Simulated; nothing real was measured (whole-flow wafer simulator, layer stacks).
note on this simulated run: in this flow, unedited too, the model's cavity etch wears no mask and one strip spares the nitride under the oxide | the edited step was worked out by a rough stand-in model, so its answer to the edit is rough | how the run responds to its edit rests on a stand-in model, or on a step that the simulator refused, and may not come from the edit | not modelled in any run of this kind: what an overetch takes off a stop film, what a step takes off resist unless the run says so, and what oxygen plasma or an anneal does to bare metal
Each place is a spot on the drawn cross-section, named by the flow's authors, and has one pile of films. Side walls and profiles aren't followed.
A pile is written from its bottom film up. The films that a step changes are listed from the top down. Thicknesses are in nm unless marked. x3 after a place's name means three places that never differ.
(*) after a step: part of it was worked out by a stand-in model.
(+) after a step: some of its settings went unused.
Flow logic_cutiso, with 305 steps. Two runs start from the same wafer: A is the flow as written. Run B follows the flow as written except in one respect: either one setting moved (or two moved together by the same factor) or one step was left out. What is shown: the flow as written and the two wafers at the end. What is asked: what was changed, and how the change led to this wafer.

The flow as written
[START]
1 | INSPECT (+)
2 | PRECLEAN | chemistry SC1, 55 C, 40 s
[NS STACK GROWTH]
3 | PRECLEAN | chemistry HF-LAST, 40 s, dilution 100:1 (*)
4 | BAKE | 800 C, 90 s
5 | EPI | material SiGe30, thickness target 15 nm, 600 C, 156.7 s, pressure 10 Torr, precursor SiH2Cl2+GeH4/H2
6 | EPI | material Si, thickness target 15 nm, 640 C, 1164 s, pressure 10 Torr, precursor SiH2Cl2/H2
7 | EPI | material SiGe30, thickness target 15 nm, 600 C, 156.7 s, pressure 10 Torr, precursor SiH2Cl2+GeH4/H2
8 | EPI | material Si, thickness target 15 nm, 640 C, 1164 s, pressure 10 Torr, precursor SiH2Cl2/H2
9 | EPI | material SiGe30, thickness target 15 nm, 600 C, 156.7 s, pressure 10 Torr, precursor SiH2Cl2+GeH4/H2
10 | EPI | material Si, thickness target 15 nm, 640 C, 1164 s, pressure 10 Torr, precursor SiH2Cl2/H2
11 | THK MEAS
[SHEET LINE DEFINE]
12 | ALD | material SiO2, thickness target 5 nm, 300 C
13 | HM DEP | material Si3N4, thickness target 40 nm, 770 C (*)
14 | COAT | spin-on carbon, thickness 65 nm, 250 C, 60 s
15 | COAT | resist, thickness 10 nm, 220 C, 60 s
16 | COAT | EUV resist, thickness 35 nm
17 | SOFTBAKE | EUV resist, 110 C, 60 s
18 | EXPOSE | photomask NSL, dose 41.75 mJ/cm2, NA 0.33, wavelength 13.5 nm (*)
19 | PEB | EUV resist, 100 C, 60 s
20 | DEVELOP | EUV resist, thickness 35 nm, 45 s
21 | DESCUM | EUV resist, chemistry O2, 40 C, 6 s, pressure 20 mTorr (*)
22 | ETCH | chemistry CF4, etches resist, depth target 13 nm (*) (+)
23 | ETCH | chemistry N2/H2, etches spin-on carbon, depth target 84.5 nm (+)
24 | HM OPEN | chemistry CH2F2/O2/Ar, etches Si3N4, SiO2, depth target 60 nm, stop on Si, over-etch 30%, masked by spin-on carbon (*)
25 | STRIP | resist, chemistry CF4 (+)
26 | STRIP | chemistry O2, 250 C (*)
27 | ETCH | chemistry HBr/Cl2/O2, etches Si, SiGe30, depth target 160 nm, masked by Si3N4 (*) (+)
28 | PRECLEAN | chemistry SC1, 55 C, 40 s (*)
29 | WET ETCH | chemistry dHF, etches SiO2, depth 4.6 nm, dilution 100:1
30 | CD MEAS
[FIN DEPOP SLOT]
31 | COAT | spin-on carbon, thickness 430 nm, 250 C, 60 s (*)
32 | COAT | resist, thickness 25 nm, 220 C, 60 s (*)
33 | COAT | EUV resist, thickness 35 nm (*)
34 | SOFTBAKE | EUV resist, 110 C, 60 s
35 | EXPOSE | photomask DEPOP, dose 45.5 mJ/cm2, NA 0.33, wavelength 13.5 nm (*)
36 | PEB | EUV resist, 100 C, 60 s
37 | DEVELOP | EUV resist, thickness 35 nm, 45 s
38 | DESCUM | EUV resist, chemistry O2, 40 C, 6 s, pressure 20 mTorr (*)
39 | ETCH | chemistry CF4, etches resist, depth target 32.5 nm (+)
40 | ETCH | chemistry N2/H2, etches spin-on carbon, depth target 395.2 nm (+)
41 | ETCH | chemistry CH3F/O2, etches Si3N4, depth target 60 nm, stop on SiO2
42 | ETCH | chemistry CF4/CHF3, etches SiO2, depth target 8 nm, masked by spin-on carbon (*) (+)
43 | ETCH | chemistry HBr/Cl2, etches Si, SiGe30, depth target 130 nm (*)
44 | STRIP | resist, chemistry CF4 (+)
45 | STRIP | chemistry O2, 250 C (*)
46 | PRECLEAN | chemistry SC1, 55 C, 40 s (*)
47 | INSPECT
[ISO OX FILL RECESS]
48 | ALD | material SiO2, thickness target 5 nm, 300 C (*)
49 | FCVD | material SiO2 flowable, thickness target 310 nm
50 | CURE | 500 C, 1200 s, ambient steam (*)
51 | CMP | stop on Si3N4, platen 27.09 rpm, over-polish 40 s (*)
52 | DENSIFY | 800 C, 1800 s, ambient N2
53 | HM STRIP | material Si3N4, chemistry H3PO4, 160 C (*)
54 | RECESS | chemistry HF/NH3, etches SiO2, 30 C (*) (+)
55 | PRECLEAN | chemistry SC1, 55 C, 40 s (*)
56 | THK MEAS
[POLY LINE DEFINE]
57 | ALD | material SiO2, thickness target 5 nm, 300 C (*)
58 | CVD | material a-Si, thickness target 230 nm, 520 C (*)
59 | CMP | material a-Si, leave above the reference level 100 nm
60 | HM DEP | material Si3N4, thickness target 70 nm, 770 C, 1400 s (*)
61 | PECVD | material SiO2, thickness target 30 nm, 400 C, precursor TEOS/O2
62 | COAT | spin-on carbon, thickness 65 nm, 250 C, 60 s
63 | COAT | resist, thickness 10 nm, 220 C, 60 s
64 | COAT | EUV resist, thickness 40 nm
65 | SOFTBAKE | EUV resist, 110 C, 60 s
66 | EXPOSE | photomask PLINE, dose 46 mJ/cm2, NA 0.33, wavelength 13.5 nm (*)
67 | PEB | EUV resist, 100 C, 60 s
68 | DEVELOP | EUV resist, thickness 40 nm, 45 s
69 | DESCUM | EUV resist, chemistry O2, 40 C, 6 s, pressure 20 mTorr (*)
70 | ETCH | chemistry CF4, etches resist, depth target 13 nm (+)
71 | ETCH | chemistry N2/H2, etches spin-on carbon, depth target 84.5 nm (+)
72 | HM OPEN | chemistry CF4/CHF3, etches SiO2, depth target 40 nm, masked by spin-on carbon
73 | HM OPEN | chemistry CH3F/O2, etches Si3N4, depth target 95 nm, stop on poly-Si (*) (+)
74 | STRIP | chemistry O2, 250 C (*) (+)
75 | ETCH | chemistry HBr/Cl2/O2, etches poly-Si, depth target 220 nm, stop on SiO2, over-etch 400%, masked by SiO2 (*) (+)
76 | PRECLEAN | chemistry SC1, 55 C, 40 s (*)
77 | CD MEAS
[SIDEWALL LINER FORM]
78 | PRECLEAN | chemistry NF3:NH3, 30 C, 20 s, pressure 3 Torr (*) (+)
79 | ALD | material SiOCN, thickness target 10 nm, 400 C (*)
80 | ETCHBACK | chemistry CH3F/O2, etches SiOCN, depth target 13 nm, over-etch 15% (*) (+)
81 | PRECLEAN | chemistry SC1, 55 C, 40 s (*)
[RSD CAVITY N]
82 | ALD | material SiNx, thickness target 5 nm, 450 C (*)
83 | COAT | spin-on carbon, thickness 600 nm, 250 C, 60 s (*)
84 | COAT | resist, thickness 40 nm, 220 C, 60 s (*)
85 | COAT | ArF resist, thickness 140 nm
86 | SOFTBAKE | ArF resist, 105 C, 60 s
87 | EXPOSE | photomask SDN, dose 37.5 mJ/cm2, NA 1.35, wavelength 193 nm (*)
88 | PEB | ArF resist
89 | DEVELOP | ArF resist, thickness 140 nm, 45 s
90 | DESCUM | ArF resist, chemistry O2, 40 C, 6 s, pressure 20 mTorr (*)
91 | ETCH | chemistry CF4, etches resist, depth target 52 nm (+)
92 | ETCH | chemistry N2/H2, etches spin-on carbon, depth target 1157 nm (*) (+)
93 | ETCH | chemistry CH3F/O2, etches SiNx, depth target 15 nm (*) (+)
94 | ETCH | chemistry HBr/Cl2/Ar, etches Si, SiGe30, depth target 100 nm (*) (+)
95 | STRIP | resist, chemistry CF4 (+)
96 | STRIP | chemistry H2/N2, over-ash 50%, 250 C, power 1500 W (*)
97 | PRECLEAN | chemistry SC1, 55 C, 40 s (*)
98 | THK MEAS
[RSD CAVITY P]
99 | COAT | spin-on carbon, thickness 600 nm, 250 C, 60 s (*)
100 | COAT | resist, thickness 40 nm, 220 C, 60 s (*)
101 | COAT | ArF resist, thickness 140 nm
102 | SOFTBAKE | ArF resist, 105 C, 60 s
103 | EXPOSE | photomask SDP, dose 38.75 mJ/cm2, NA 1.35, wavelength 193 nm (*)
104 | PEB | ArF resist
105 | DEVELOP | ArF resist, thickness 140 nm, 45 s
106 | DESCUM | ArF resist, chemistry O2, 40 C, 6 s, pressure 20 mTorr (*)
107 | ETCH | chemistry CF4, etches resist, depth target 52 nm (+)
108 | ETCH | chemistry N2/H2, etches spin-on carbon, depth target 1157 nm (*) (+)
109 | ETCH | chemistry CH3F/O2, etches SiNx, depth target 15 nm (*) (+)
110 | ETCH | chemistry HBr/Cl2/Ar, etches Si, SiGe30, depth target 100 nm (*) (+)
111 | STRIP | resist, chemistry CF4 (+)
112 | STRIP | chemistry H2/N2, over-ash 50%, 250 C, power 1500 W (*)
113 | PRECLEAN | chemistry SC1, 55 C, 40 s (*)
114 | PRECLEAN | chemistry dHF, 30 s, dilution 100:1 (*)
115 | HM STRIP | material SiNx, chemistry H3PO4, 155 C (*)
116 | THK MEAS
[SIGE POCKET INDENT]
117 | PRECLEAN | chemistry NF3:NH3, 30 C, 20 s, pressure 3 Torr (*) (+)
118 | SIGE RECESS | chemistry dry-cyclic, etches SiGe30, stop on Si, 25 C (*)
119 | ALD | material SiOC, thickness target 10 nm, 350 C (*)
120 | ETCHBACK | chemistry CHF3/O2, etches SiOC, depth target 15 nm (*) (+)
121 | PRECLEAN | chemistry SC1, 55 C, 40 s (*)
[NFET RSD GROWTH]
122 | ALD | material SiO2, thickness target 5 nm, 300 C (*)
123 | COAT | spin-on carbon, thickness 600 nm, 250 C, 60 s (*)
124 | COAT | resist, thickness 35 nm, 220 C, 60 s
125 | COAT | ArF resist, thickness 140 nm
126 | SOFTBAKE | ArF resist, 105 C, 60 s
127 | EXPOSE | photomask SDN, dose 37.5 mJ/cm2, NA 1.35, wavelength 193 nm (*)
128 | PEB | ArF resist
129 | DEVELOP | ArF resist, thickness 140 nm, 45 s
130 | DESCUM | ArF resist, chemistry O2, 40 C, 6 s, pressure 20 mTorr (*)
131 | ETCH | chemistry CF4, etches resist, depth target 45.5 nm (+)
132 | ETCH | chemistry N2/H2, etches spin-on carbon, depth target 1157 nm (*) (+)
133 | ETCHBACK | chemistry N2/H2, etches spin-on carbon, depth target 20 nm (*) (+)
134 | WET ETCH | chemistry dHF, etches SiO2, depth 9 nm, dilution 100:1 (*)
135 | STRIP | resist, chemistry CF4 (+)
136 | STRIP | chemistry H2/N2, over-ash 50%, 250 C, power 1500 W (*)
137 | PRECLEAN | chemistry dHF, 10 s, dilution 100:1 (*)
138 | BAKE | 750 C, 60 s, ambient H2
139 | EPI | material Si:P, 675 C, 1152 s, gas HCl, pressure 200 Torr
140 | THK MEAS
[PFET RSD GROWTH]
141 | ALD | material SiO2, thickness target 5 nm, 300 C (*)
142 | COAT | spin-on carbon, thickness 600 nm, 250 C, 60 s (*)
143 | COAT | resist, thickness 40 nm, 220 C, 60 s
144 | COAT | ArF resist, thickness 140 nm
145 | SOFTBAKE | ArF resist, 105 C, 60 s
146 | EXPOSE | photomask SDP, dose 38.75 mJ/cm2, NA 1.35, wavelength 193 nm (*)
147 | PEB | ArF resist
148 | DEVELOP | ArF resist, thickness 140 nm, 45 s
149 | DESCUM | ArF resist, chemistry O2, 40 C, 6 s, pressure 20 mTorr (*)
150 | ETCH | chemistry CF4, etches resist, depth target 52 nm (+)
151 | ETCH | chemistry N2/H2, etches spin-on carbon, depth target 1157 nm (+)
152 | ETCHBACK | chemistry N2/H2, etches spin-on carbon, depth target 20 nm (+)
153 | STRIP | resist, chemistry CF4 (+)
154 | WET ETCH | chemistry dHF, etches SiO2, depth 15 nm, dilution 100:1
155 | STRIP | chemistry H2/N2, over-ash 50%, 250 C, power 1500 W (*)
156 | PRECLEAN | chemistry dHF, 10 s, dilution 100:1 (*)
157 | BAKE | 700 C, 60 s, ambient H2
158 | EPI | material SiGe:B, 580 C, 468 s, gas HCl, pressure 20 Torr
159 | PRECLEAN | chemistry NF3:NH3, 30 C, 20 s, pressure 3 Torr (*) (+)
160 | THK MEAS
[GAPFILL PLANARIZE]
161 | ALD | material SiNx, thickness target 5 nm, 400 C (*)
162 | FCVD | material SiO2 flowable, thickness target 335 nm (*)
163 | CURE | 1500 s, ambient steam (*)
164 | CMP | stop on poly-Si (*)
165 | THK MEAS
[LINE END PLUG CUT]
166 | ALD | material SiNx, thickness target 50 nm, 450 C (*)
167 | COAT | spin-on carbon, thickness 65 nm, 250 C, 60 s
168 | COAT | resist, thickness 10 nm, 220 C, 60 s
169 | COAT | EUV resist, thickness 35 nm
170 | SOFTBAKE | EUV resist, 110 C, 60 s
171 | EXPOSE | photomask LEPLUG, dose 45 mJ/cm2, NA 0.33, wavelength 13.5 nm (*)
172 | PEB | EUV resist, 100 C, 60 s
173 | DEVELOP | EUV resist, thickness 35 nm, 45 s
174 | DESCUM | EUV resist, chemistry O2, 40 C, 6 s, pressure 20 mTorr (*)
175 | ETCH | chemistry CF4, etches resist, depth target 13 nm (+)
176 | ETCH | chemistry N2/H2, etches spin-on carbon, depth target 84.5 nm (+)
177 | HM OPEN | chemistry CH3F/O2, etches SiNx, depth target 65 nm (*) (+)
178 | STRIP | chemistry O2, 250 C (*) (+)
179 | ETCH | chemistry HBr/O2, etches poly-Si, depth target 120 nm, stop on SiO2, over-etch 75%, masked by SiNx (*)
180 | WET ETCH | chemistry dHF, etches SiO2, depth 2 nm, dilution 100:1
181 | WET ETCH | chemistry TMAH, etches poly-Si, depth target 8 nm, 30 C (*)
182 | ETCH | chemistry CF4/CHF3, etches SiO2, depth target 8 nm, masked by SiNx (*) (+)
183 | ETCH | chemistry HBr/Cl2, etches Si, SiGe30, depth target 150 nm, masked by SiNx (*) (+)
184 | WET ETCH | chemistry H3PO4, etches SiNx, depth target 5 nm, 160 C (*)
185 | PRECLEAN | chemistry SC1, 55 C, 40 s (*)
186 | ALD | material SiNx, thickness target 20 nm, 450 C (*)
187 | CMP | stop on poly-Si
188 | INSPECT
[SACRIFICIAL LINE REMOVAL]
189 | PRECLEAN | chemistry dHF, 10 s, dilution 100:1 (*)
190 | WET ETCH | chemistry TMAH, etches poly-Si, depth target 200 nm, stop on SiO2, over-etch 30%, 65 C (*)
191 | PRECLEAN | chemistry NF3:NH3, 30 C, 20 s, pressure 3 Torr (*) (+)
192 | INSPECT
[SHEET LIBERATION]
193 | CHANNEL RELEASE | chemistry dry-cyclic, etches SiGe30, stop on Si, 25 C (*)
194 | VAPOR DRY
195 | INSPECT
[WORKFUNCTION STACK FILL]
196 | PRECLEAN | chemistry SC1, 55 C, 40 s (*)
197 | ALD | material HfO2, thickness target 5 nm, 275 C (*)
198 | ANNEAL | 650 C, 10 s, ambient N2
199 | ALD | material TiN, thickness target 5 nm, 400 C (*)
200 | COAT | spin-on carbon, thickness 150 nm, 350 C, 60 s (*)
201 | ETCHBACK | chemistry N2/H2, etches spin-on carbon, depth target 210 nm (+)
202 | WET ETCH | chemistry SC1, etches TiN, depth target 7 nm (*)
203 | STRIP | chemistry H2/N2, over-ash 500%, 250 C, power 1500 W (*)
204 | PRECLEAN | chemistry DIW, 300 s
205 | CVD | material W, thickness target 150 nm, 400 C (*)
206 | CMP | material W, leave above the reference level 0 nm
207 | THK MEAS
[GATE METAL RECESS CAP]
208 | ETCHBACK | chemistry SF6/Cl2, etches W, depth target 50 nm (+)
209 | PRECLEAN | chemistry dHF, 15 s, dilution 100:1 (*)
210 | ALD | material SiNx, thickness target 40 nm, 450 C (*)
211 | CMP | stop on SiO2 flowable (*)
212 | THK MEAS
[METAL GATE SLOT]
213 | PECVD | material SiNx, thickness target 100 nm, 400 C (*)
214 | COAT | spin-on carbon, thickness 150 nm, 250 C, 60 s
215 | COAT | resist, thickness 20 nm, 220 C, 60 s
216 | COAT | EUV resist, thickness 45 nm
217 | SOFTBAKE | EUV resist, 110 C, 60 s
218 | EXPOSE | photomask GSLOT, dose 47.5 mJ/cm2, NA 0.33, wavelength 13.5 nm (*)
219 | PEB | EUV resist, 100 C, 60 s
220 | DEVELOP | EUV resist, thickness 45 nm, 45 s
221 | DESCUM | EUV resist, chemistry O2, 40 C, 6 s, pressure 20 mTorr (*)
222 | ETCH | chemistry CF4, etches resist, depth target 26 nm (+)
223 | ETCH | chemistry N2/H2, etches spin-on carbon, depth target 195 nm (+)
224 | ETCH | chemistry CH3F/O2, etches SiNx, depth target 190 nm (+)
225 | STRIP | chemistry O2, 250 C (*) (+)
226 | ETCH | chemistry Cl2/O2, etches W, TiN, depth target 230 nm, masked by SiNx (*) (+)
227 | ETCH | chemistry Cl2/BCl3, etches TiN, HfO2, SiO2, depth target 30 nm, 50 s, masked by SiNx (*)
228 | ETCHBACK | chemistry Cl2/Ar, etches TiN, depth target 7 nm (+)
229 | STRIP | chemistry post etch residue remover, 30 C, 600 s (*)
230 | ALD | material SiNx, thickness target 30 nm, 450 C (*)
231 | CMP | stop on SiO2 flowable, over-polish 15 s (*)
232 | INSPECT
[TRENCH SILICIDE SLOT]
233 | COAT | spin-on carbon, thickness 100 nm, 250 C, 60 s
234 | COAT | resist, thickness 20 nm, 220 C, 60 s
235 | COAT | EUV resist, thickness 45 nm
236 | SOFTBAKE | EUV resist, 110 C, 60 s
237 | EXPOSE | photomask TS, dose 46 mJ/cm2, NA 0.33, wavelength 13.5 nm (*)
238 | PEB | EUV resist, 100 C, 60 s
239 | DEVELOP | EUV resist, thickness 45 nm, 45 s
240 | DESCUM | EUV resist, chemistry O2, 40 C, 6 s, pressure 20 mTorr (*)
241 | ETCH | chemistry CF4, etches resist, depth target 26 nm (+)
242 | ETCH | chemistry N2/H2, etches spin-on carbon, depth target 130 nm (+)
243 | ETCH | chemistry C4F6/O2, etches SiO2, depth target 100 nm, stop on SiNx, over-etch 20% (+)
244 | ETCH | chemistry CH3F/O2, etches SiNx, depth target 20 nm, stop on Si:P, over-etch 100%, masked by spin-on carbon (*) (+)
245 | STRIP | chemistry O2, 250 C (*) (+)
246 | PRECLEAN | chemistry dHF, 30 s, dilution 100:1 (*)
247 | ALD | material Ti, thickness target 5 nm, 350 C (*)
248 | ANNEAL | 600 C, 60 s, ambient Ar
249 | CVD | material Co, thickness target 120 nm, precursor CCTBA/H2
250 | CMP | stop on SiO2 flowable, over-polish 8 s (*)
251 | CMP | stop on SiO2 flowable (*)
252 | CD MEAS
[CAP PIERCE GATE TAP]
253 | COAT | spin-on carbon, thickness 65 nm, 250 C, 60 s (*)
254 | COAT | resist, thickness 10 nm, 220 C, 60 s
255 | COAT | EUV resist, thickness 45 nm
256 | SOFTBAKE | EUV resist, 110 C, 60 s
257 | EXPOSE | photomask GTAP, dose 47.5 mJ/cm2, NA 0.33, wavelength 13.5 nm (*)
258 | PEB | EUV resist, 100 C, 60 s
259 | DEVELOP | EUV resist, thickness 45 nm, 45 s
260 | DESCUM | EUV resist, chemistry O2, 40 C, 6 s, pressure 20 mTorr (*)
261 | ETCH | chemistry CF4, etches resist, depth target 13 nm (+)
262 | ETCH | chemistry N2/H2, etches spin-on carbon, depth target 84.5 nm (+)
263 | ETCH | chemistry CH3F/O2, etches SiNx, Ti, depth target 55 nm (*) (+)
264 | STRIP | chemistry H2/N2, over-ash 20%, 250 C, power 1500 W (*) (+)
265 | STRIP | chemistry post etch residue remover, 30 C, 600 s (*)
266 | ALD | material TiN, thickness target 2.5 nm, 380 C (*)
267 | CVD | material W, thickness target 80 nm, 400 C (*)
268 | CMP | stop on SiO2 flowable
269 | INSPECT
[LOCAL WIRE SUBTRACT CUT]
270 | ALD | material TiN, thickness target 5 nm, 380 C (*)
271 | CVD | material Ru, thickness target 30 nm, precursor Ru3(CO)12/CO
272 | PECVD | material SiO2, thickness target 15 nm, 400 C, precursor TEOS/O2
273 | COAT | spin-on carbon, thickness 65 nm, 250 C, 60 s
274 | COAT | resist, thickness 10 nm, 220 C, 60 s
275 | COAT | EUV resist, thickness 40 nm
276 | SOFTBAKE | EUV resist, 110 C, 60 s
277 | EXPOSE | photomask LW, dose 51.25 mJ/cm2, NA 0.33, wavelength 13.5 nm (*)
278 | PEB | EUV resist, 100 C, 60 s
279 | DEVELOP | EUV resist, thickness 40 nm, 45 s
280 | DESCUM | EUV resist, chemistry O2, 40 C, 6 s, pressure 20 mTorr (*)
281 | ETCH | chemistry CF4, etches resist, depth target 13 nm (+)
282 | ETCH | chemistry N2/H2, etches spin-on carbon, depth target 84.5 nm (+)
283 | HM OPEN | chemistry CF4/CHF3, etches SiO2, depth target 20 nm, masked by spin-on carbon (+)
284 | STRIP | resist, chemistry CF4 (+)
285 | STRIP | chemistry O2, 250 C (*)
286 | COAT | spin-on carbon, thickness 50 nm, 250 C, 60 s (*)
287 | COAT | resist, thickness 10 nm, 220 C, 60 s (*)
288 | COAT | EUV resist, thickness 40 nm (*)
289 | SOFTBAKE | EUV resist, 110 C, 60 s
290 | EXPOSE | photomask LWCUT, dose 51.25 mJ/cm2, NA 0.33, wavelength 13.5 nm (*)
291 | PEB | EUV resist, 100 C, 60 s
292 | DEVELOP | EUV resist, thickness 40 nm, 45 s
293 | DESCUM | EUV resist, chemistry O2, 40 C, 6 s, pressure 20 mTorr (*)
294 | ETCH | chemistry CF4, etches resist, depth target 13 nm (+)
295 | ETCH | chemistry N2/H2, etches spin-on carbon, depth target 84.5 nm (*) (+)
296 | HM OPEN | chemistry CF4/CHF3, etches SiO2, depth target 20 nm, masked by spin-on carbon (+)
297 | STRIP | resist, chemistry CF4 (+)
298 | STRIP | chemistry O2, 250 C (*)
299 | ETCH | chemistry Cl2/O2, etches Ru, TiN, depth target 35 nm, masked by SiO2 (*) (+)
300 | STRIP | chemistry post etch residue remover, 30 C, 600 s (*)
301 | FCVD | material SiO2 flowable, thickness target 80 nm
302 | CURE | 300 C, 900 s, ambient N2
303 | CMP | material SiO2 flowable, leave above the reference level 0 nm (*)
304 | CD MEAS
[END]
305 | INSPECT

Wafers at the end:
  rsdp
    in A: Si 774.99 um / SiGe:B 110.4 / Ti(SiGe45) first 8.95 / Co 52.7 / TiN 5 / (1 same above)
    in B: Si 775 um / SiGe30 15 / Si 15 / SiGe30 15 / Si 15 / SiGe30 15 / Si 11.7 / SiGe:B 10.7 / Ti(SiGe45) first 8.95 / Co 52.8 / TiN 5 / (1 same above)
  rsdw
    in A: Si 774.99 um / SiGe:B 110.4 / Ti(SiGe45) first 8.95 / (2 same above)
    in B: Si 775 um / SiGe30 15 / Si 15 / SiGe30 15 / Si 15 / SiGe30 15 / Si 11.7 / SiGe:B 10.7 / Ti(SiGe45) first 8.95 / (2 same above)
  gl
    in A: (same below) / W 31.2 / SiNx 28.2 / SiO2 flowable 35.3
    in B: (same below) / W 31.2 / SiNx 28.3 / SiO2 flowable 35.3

What caused this: step 108, ETCH: depth target 636.4 nm was run, though the flow has depth target 1157 nm.

How this came from the change, step by step:
  108 | ETCH | chemistry N2/H2, etches spin-on carbon, depth target 1157 nm (*) (+)
      rsdp, rsdw: A spin-on carbon loses 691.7 (all of it), SiNx loses 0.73 | B spin-on carbon loses 636.4
      depop, dpovl, gfld and 14 more: A ArF resist loses 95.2 (all of it), resist loses 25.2 | B ArF resist loses 95.2 (all of it), resist loses 20.8
      (and at 3 other places as well)
  109 | ETCH | chemistry CH3F/O2, etches SiNx, depth target 15 nm (*) (+)
      rsdp, rsdw: A SiNx loses 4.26 (all of it) | B spin-on carbon loses 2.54
      glp, gxp: A SiNx loses 2.22 (all of it), SiO2 loses 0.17 | B SiNx loses 3.55 (all of it), SiO2 loses 0.15
      (and at 1 other place as well)
  110 | ETCH | chemistry HBr/Cl2/Ar, etches Si, SiGe30, depth target 100 nm (*) (+)
      rsdp, rsdw: A chemical SiO2 loses 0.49 (all of it), Si loses 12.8 (all of it), SiGe30 loses 15 (all of it), Si loses 15 (all of it), SiGe30 loses 15 (all of it), Si loses 15 (all of it), SiGe30 loses 15 (all of it), Si loses 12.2 | B nothing
  111 | STRIP | resist, chemistry CF4 (+)
      glp, gxp: A nothing | B SiO2 loses 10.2
      lnrp: A nothing | B SiOCN loses 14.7
      (and at 17 other places as well)
  112 | STRIP | chemistry H2/N2, over-ash 50%, 250 C, power 1500 W (*)
      rsdp, rsdw: A nothing | B spin-on carbon loses 52.7 (all of it)
  114 | PRECLEAN | chemistry dHF, 30 s, dilution 100:1 (*)
      glp, gxp: A SiO2 loses 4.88 | B SiO2 loses 1.39 (all of it), Si3N4 loses 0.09
      rsdp, rsdw: A chemical SiO2 loses 0.49 (all of it) | B SiNx loses 1
  115 | HM STRIP | material SiNx, chemistry H3PO4, 155 C (*)
      glp, gxp: A SiO2 loses 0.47 | B Si3N4 loses 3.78
      rsdp, rsdw: A chemical SiO2 gains 0.5 (new film), Si loses 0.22 | B SiNx loses 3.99 (all of it), chemical SiO2 gains 0.01
  117 | PRECLEAN | chemistry NF3:NH3, 30 C, 20 s, pressure 3 Torr (*) (+)
      glp, gxp: A SiO2 loses 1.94 | B Si3N4 loses 0.2
  119 | ALD | material SiOC, thickness target 10 nm, 350 C (*)
      gxp: A SiOC gains 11 (new film) | B SiOC gains 10 (new film)
  120 | ETCHBACK | chemistry CHF3/O2, etches SiOC, depth target 15 nm (*) (+)
      rsdp, rsdw: A SiOC loses 10 (all of it) | B SiOC loses 10 (all of it), Si loses 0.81
      glp: A SiOC loses 10 (all of it), SiO2 loses 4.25 (all of it), Si3N4 loses 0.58 | B SiOC loses 10 (all of it), Si3N4 loses 3.85
      (and at 1 other place as well)
  122 | ALD | material SiO2, thickness target 5 nm, 300 C (*)
      gxp: A SiO2 gains 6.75 (new film) | B SiO2 gains 5 (new film)
  123 | COAT | spin-on carbon, thickness 600 nm, 250 C, 60 s (*)
      gfld, gxf, lnr, plug: A spin-on carbon gains 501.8 (new film) | B spin-on carbon gains 512.1 (new film)
      rsdp, rsdw: A spin-on carbon gains 783.2 (new film) | B spin-on carbon gains 693.9 (new film)
      (and at 5 other places as well)
  132 | ETCH | chemistry N2/H2, etches spin-on carbon, depth target 1157 nm (*) (+)
      lnr, lnrt: A spin-on carbon loses 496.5 (all of it), SiO2 loses 5 (all of it), SiOCN loses 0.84 | B spin-on carbon loses 506.8 (all of it), SiO2 loses 5 (all of it), SiOCN loses 0.84
      gl: A spin-on carbon loses 501.7 (all of it), SiO2 loses 5 (all of it), Si3N4 loses 0.5 | B spin-on carbon loses 512 (all of it), SiO2 loses 5 (all of it), Si3N4 loses 0.5
      (and at 2 other places as well)
  135 | STRIP | resist, chemistry CF4 (+)
      gl: A Si3N4 loses 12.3 | B Si3N4 loses 11.7
  136 | STRIP | chemistry H2/N2, over-ash 50%, 250 C, power 1500 W (*)
      gfld, gxf, plug: A spin-on carbon loses 501.8 (all of it) | B spin-on carbon loses 512.1 (all of it)
      rsdp, rsdw: A spin-on carbon loses 783.2 (all of it) | B spin-on carbon loses 693.9 (all of it)
      (and at 4 other places as well)
  142 | COAT | spin-on carbon, thickness 600 nm, 250 C, 60 s (*)
      glp: A spin-on carbon gains 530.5 (new film) | B spin-on carbon gains 545.3 (new film)
      gxp: A spin-on carbon gains 528.2 (new film) | B spin-on carbon gains 545.3 (new film)
      (and at 3 other places as well)
  ... 5 further steps ...
  164 | CMP | stop on poly-Si (*)
      glp: A SiO2 flowable loses 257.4 (all of it), SiNx loses 5 (all of it), Si3N4 loses 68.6 (all of it) | B SiO2 flowable loses 263.6 (all of it), SiNx loses 5 (all of it), Si3N4 loses 61 (all of it)
      gxp: A SiO2 flowable loses 256.8 (all of it), SiNx loses 5 (all of it), Si3N4 loses 69.2 (all of it) | B SiO2 flowable loses 263.6 (all of it), SiNx loses 5 (all of it), Si3N4 loses 61 (all of it)
      (and at 1 other place as well)
